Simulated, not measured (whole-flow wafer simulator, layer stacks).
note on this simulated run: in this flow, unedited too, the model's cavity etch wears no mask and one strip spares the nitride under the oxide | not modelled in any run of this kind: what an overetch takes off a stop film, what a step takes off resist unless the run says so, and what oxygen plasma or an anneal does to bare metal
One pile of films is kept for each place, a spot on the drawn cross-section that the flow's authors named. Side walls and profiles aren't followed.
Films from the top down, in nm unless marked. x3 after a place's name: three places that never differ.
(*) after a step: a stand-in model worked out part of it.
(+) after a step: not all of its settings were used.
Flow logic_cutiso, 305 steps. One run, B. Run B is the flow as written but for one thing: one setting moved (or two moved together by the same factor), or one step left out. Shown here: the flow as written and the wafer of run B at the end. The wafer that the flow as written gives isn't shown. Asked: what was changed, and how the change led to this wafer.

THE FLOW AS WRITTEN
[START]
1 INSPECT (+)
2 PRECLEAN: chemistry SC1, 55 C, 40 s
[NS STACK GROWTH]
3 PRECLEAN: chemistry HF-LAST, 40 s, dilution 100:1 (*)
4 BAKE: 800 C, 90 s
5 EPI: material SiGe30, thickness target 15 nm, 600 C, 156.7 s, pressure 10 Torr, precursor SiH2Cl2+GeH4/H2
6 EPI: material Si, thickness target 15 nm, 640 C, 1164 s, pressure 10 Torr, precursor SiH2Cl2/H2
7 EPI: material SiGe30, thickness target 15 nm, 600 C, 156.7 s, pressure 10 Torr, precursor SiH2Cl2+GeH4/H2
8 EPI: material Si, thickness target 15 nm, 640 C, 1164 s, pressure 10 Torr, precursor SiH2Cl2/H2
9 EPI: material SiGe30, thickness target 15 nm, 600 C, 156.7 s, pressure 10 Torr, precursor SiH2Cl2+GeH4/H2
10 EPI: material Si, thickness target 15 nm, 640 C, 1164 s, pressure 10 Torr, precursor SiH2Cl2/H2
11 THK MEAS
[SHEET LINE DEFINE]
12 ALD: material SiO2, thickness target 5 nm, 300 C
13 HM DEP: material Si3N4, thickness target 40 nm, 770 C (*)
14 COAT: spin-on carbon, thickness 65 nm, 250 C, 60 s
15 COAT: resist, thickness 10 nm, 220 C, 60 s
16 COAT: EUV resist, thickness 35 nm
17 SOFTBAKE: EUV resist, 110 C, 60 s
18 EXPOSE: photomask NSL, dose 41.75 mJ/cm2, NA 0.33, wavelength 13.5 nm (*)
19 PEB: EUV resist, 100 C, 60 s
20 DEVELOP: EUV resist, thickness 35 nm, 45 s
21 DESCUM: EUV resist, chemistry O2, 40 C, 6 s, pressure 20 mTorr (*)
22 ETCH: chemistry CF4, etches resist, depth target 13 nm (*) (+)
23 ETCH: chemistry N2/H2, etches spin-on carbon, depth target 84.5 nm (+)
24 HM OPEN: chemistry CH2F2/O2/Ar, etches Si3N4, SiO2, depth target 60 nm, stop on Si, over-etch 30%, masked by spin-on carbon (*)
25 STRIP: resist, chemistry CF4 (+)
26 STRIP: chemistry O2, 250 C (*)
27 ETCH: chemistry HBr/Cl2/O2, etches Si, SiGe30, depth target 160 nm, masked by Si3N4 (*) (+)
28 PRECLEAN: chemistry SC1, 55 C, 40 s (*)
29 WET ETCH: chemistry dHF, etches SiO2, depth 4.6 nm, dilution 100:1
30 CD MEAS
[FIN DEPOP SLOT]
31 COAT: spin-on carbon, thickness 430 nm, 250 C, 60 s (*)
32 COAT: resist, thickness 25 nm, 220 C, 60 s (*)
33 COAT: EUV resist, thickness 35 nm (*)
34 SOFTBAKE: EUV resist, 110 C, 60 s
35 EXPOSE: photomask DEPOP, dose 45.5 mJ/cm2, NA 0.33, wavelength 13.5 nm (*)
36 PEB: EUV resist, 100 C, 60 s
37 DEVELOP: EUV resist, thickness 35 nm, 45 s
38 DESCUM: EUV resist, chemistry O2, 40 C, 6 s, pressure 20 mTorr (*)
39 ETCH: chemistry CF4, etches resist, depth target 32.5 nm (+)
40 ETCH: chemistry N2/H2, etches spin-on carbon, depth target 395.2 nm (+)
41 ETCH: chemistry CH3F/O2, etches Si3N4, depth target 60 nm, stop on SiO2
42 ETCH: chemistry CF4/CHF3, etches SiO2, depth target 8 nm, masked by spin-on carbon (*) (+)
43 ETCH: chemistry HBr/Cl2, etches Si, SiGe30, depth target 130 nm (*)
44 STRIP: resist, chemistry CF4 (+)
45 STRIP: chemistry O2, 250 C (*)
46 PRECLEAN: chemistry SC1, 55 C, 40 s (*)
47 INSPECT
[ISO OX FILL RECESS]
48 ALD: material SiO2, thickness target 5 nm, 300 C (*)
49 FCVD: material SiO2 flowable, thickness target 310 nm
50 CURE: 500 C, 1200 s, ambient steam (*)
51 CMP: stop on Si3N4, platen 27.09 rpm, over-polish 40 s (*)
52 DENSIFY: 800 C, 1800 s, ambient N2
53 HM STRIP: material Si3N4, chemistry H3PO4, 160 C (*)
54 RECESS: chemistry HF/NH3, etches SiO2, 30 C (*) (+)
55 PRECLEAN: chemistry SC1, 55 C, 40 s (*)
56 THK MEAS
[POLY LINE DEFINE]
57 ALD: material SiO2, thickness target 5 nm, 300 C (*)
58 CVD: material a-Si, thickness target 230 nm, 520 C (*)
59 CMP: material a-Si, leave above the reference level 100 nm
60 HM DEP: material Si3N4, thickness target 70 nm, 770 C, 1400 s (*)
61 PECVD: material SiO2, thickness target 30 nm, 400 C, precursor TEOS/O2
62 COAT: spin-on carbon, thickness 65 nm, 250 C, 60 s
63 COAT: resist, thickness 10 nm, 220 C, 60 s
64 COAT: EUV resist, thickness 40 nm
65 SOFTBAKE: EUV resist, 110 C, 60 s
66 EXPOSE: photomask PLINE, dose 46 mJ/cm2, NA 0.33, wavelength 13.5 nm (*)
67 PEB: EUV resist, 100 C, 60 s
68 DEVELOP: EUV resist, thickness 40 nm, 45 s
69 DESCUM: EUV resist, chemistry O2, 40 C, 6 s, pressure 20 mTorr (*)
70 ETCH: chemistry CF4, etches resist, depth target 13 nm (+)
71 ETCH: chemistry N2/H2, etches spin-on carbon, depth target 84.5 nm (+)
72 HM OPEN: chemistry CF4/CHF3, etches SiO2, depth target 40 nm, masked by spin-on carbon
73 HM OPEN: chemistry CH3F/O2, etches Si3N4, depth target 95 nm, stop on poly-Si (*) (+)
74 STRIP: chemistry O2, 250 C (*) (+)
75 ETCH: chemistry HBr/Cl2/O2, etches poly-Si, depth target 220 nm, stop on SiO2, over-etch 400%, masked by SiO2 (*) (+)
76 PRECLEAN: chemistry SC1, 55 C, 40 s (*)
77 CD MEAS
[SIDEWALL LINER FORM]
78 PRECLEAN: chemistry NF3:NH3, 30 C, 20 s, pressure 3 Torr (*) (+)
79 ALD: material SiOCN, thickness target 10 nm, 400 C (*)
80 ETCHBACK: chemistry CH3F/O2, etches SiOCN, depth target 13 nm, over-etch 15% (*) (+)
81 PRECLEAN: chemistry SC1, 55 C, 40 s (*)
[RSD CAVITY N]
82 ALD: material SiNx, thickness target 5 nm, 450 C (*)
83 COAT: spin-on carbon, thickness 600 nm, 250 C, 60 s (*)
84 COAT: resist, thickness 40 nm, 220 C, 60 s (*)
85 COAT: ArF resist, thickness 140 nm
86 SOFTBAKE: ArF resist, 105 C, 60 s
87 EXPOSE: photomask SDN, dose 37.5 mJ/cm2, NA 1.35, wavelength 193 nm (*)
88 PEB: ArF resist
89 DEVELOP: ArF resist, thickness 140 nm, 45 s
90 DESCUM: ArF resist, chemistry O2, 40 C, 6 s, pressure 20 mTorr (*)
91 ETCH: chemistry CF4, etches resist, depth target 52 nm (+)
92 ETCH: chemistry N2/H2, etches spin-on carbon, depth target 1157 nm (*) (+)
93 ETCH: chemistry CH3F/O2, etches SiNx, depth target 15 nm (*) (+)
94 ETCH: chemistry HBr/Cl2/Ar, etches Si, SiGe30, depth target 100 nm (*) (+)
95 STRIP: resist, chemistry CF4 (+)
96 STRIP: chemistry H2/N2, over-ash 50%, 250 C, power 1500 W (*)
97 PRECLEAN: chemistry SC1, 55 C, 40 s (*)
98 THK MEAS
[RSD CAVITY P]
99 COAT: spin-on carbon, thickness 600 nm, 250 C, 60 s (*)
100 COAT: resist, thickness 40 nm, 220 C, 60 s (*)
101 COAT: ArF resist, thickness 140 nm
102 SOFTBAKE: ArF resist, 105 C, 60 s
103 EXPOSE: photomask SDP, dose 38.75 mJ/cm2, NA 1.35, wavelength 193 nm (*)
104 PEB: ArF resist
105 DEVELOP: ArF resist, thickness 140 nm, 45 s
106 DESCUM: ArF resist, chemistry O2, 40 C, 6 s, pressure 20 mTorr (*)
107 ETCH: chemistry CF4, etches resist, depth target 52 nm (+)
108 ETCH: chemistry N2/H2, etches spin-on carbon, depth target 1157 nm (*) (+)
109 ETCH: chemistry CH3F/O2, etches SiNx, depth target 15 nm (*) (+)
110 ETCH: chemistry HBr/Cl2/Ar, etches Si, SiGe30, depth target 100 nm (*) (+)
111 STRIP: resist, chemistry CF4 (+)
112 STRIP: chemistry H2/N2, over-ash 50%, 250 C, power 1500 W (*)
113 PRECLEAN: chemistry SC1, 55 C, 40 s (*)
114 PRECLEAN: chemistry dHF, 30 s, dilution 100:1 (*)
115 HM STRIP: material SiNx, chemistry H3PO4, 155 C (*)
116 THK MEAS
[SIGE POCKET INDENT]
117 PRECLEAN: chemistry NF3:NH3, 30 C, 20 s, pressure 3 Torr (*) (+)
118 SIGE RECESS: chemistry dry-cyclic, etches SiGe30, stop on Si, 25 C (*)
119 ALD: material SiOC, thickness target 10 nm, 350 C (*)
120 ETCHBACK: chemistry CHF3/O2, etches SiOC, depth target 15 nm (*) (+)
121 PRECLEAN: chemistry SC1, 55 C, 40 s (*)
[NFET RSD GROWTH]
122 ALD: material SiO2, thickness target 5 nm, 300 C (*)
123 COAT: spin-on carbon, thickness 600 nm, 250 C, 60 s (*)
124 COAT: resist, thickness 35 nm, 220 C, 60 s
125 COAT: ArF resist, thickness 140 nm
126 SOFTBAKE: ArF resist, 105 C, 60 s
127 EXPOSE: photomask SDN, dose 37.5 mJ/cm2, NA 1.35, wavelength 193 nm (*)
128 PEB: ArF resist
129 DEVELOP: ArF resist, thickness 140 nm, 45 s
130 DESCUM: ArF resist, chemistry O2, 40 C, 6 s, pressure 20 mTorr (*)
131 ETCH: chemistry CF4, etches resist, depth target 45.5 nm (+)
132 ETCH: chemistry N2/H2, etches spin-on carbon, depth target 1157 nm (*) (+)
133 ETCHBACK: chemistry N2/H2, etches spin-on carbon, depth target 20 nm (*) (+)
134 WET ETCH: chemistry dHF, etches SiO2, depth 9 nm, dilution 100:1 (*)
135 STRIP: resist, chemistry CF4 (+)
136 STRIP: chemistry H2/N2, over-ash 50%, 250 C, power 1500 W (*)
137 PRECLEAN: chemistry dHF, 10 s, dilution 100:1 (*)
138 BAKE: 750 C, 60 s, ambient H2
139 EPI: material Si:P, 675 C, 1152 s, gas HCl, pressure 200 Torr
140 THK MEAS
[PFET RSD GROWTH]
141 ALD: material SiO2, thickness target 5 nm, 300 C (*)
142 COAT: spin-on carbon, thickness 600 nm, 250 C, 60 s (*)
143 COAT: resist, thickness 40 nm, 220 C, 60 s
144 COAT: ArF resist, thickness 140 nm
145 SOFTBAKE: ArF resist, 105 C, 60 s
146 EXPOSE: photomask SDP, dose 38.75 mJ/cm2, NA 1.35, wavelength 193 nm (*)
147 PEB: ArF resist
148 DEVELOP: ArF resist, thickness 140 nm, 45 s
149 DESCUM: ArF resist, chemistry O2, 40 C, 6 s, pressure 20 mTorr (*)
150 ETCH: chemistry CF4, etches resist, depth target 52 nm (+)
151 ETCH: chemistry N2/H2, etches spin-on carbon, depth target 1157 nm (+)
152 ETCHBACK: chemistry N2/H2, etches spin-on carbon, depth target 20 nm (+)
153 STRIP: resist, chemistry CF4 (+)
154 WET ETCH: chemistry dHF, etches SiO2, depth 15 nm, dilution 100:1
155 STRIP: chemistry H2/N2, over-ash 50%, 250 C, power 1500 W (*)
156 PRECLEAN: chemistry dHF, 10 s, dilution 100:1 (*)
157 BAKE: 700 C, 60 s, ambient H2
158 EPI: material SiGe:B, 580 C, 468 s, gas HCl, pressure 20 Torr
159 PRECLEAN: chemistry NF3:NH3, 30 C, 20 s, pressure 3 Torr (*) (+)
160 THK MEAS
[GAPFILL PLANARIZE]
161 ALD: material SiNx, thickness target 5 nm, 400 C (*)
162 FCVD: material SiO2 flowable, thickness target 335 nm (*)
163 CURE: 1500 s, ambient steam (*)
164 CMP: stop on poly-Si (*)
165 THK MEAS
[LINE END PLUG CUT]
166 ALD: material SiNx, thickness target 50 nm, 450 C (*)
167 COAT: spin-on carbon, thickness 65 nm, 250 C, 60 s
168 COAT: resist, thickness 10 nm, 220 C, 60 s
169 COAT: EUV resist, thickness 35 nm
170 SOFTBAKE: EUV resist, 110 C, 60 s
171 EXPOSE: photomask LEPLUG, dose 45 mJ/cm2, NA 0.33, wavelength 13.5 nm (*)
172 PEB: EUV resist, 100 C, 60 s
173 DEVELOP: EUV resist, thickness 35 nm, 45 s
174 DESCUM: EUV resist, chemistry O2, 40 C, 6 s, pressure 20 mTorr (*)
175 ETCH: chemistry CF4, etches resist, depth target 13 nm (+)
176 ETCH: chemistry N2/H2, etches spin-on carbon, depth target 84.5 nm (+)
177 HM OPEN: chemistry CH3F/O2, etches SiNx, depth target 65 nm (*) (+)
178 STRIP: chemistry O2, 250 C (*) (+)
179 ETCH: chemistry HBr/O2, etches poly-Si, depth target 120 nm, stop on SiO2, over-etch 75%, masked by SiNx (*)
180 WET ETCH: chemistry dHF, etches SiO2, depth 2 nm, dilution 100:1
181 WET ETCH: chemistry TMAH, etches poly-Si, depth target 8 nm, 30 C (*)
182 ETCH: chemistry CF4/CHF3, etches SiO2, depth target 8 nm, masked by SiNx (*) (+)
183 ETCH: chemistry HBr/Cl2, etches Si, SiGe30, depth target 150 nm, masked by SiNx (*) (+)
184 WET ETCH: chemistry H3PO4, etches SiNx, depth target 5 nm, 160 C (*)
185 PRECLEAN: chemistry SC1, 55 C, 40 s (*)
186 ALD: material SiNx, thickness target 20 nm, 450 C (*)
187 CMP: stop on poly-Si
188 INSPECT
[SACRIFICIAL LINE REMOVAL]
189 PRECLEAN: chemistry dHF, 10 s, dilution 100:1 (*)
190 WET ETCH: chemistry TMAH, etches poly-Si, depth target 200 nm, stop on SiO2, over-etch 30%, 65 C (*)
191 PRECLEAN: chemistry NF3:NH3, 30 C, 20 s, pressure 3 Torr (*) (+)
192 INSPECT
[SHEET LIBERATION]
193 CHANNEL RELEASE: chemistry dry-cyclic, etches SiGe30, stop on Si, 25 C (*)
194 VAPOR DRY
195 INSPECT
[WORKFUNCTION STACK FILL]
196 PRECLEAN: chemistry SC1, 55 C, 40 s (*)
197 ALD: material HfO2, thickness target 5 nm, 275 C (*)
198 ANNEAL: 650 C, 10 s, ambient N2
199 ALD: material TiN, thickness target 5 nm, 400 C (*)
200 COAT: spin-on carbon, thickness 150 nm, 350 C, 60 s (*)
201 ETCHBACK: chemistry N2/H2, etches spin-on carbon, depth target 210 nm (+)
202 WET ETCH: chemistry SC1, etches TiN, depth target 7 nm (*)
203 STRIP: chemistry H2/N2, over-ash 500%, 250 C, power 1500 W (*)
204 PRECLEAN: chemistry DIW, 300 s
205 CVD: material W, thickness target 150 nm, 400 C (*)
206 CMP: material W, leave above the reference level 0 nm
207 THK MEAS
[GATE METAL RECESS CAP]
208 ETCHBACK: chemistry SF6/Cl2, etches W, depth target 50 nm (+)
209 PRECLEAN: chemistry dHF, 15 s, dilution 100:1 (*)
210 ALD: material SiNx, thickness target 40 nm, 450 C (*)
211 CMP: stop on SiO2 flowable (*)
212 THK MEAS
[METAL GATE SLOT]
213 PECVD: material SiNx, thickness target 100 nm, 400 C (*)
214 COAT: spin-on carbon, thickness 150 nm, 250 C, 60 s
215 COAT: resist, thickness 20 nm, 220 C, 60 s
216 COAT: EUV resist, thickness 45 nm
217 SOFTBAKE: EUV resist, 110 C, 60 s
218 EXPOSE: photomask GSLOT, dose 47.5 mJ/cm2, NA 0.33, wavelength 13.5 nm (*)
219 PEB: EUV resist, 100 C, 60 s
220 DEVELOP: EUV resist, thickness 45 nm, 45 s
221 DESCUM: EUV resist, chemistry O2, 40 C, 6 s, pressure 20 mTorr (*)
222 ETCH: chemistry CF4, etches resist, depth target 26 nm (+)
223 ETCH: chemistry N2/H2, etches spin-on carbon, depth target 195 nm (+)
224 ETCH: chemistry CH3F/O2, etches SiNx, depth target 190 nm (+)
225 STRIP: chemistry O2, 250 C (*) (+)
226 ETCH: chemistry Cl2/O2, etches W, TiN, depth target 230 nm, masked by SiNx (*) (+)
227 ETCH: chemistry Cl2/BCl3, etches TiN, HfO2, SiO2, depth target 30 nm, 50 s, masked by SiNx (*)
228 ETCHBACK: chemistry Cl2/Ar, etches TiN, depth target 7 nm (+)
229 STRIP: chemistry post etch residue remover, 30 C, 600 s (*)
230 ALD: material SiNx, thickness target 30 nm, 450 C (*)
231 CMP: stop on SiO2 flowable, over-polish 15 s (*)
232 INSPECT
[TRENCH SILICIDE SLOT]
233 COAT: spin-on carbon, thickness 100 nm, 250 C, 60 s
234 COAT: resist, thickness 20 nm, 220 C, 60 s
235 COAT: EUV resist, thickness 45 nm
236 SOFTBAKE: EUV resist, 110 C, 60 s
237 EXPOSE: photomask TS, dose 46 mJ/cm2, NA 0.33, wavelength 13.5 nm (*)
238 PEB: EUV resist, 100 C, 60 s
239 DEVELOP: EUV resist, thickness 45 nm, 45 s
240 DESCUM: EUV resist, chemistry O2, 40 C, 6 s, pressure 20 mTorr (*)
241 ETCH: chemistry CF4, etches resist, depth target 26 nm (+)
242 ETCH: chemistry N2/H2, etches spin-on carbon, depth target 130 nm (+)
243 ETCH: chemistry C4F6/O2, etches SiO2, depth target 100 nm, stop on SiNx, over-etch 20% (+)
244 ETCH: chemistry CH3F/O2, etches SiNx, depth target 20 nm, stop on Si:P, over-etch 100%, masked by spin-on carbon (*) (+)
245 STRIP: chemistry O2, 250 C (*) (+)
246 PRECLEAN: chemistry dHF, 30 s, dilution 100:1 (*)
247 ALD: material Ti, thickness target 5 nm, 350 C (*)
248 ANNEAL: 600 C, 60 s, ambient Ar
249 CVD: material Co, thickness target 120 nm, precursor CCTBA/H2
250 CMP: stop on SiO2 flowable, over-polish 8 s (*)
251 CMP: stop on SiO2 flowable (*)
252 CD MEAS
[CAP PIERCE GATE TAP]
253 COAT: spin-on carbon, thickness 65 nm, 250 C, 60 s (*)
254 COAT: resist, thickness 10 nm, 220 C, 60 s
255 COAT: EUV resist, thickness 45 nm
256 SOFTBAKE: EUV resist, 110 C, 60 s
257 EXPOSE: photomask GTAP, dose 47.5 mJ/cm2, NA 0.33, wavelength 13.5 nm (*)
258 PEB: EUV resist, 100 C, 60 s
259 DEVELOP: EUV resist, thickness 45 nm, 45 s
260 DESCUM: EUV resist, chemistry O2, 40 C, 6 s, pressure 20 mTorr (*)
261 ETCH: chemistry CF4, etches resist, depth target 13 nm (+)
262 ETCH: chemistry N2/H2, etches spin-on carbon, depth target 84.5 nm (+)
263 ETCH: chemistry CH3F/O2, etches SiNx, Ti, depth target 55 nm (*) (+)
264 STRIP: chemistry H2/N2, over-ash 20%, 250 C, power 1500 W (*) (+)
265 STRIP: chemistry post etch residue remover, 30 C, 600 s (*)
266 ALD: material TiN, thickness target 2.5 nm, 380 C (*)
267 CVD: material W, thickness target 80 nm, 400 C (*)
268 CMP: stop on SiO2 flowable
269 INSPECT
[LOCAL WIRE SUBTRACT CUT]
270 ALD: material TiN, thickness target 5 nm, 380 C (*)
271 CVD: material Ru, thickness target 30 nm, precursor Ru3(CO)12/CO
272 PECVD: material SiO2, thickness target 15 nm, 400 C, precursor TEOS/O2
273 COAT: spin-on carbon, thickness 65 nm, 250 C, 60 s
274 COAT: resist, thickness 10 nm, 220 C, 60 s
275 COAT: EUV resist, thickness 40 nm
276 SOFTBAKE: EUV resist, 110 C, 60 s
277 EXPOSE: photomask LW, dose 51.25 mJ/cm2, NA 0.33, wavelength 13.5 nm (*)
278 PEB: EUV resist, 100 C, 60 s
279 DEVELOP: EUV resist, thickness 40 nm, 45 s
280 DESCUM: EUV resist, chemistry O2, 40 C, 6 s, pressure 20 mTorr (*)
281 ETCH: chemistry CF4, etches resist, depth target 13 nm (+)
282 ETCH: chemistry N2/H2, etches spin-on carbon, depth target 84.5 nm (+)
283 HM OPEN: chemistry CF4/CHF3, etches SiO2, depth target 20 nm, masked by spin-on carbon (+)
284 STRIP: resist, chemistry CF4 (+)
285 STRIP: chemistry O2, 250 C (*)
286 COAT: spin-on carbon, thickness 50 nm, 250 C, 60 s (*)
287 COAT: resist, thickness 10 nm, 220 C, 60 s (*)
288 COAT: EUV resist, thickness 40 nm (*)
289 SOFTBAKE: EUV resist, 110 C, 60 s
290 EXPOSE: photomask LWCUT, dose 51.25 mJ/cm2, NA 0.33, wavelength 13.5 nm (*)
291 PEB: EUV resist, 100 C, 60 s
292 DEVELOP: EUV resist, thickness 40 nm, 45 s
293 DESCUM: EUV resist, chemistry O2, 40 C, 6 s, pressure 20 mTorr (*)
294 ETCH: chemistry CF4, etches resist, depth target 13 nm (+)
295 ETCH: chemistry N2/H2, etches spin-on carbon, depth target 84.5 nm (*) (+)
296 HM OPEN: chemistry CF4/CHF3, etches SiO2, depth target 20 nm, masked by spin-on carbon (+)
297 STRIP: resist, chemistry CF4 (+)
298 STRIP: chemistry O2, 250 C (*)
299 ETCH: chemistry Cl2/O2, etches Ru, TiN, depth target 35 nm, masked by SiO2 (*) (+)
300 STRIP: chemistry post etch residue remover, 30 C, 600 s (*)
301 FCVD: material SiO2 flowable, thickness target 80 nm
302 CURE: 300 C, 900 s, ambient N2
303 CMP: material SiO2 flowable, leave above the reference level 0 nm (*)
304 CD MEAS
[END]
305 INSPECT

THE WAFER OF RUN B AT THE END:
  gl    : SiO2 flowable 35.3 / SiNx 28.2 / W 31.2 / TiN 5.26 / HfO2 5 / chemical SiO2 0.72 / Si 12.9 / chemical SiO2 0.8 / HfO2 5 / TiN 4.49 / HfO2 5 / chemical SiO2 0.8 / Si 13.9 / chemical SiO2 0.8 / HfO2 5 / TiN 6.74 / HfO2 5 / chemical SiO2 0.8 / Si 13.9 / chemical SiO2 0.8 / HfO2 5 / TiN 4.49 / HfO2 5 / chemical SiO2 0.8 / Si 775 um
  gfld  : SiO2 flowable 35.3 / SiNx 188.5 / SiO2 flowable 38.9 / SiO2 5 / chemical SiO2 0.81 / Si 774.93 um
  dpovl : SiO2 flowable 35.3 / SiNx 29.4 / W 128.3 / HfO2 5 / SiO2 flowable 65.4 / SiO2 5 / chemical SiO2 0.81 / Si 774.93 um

The cause: step 7, EPI: 180.2 s was run, where the flow has 156.7 s.

How the change led to this, step by step:
  7 EPI: material SiGe30, thickness target 15 nm, 600 C, 156.7 s, pressure 10 Torr, precursor SiH2Cl2+GeH4/H2
      depop, dpovl, gfld and 19 more: SiGe30 +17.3 (new film) (as written it would be: SiGe30 +15 (new film))
  27 ETCH: chemistry HBr/Cl2/O2, etches Si, SiGe30, depth target 160 nm, masked by Si3N4 (*) (+)
      gfld, gxf, iso, lnri: chemical SiO2 -0.79 (all of it), Si -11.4 (all of it), SiGe30 -15 (all of it), Si -15 (all of it), SiGe30 -17.3 (all of it), Si -15 (all of it), SiGe30 -15 (all of it), Si -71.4 (as written it would be: chemical SiO2 -0.79 (all of it), Si -11.4 (all of it), SiGe30 -15 (all of it), Si -15 (all of it), SiGe30 -15 (all of it), Si -15 (all of it), SiGe30 -15 (all of it), Si -73.6)
      dpovl, nsgap: chemical SiO2 -0.79 (all of it), Si -11.8 (all of it), SiGe30 -15 (all of it), Si -15 (all of it), SiGe30 -17.3 (all of it), Si -15 (all of it), SiGe30 -15 (all of it), Si -71 (as written it would be: chemical SiO2 -0.79 (all of it), Si -11.8 (all of it), SiGe30 -15 (all of it), Si -15 (all of it), SiGe30 -15 (all of it), Si -15 (all of it), SiGe30 -15 (all of it), Si -73.2)
      (and at 1 more place)
  43 ETCH: chemistry HBr/Cl2, etches Si, SiGe30, depth target 130 nm (*)
      depop: Si -14 (all of it), SiGe30 -15 (all of it), Si -15 (all of it), SiGe30 -17.3 (all of it), Si -15 (all of it), SiGe30 -15 (all of it), Si -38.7 (as written it would be: Si -14 (all of it), SiGe30 -15 (all of it), Si -15 (all of it), SiGe30 -15 (all of it), Si -15 (all of it), SiGe30 -15 (all of it), Si -41)
  94 ETCH: chemistry HBr/Cl2/Ar, etches Si, SiGe30, depth target 100 nm (*) (+)
      rsdn, rsdx: chemical SiO2 -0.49 (all of it), Si -12.8 (all of it), SiGe30 -15 (all of it), Si -15 (all of it), SiGe30 -17.3 (all of it), Si -15 (all of it), SiGe30 -15 (all of it), Si -9.91 (as written it would be: chemical SiO2 -0.49 (all of it), Si -12.8 (all of it), SiGe30 -15 (all of it), Si -15 (all of it), SiGe30 -15 (all of it), Si -15 (all of it), SiGe30 -15 (all of it), Si -12.2)
  110 ETCH: chemistry HBr/Cl2/Ar, etches Si, SiGe30, depth target 100 nm (*) (+)
      rsdp, rsdw: chemical SiO2 -0.49 (all of it), Si -12.8 (all of it), SiGe30 -15 (all of it), Si -15 (all of it), SiGe30 -17.3 (all of it), Si -15 (all of it), SiGe30 -15 (all of it), Si -9.91 (as written it would be: chemical SiO2 -0.49 (all of it), Si -12.8 (all of it), SiGe30 -15 (all of it), Si -15 (all of it), SiGe30 -15 (all of it), Si -15 (all of it), SiGe30 -15 (all of it), Si -12.2)
  118 SIGE RECESS: chemistry dry-cyclic, etches SiGe30, stop on Si, 25 C (*)
      lnr, lnrp, lnrt: SiOCN -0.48, Si -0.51, cavity +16 (new film), SiGe30 -15 (all of it), Si -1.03, cavity +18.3 (new film), SiGe30 -17.3 (all of it), Si -1.03, cavity +16 (new film), SiGe30 -15 (all of it), Si -0.51 (as written it would be: SiOCN -0.48, Si -0.51, cavity +16 (new film), SiGe30 -15 (all of it), Si -1.03, cavity +16 (new film), SiGe30 -15 (all of it), Si -1.03, cavity +16 (new film), SiGe30 -15 (all of it), Si -0.51)
  119 ALD: material SiOC, thickness target 10 nm, 350 C (*)
      lnr, lnrp, lnrt: SiOC +10 (new film), SiOC +16 (new film), cavity -16 (all of it), SiOC +18.3 (new film), cavity -18.3 (all of it), SiOC +16 (new film), cavity -16 (all of it) (as written it would be: SiOC +10 (new film), SiOC +16 (new film), cavity -16 (all of it), SiOC +16 (new film), cavity -16 (all of it), SiOC +16 (new film), cavity -16 (all of it))
  183 ETCH: chemistry HBr/Cl2, etches Si, SiGe30, depth target 150 nm, masked by SiNx (*) (+)
      plug: Si -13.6 (all of it), SiGe30 -15 (all of it), Si -15 (all of it), SiGe30 -17.3 (all of it), Si -15 (all of it), SiGe30 -15 (all of it), Si -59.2 (as written it would be: Si -13.6 (all of it), SiGe30 -15 (all of it), Si -15 (all of it), SiGe30 -15 (all of it), Si -15 (all of it), SiGe30 -15 (all of it), Si -61.4)
  193 CHANNEL RELEASE: chemistry dry-cyclic, etches SiGe30, stop on Si, 25 C (*)
      gl, glp, gxn, gxp, ns, tap: chemical SiO2 +0.8 (new film), Si -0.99, chemical SiO2 +0.8 (new film), cavity +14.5 (new film), chemical SiO2 +0.8 (new film), SiGe30 -15 (all of it), Si -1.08, chemical SiO2 +0.8 (new film), cavity +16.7 (new film), chemical SiO2 +0.8 (new film), SiGe30 -17.3 (all of it), Si -1.08, chemical SiO2 +0.8 (new film), cavity +14.5 (new film), chemical SiO2 +0.8 (new film), SiGe30 -15 (all of it), Si -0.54 (as written it would be: chemical SiO2 +0.8 (new film), Si -0.99, chemical SiO2 +0.8 (new film), cavity +14.5 (new film), chemical SiO2 +0.8 (new film), SiGe30 -15 (all of it), Si -1.08, chemical SiO2 +0.8 (new film), cavity +14.5 (new film), chemical SiO2 +0.8 (new film), SiGe30 -15 (all of it), Si -1.08, chemical SiO2 +0.8 (new film), cavity +14.5 (new film), chemical SiO2 +0.8 (new film), SiGe30 -15 (all of it), Si -0.54)
  199 ALD: material TiN, thickness target 5 nm, 400 C (*)
      gl, glp, tap: TiN +5.26 (new film), TiN +4.49 (new film), cavity -4.49 (all of it), TiN +6.74 (new film), cavity -6.74 (all of it), TiN +4.49 (new film), cavity -4.49 (all of it) (as written it would be: TiN +5.26 (new film), TiN +4.49 (new film), cavity -4.49 (all of it), TiN +4.49 (new film), cavity -4.49 (all of it), TiN +4.49 (new film), cavity -4.49 (all of it))
      gxn, gxp, ns: TiN +5 (new film), TiN +4.49 (new film), cavity -4.49 (all of it), TiN +6.74 (new film), cavity -6.74 (all of it), TiN +4.49 (new film), cavity -4.49 (all of it) (as written it would be: TiN +5 (new film), TiN +4.49 (new film), cavity -4.49 (all of it), TiN +4.49 (new film), cavity -4.49 (all of it), TiN +4.49 (new film), cavity -4.49 (all of it))
